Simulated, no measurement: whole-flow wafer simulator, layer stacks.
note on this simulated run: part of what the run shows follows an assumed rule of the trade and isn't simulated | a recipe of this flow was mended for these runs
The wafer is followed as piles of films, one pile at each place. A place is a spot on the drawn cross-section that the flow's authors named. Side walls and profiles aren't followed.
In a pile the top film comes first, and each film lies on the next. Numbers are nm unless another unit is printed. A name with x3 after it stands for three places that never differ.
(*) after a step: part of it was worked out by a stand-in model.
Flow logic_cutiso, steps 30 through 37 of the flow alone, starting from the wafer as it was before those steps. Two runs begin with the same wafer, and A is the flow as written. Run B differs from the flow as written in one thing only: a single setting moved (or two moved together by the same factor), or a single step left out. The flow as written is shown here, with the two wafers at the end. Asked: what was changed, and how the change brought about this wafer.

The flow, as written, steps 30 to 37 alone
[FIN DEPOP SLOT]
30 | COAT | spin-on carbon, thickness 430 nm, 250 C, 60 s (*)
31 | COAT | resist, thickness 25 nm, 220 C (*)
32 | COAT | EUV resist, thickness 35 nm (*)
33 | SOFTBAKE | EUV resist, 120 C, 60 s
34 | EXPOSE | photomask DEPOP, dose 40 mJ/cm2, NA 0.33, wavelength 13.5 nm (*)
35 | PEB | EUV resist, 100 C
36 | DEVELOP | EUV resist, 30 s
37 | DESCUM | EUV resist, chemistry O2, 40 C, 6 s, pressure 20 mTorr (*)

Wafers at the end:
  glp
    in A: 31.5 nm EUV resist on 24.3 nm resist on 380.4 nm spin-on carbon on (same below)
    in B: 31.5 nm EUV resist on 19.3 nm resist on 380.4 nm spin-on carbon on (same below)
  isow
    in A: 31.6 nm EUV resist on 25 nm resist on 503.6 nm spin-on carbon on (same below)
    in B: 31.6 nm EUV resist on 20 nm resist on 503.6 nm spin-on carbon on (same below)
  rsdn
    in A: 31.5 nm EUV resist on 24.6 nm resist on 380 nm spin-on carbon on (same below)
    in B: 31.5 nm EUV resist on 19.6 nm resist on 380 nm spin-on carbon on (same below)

Cause: step 31, COAT: thickness 20 nm was run, though the flow has thickness 25 nm.
The wafer itself shows it: isow has resist 20, and step 31 as written asks for 25 nm.

How this came from the change, step by step:
  31 | COAT | resist, thickness 25 nm, 220 C (*)
      depop, dpovl, isow, ns, nsgap: A +25 resist (new film) | B +20 resist (new film)
      glp, tap: A +24.3 resist (new film) | B +19.3 resist (new film)
      (also at 15 further places)
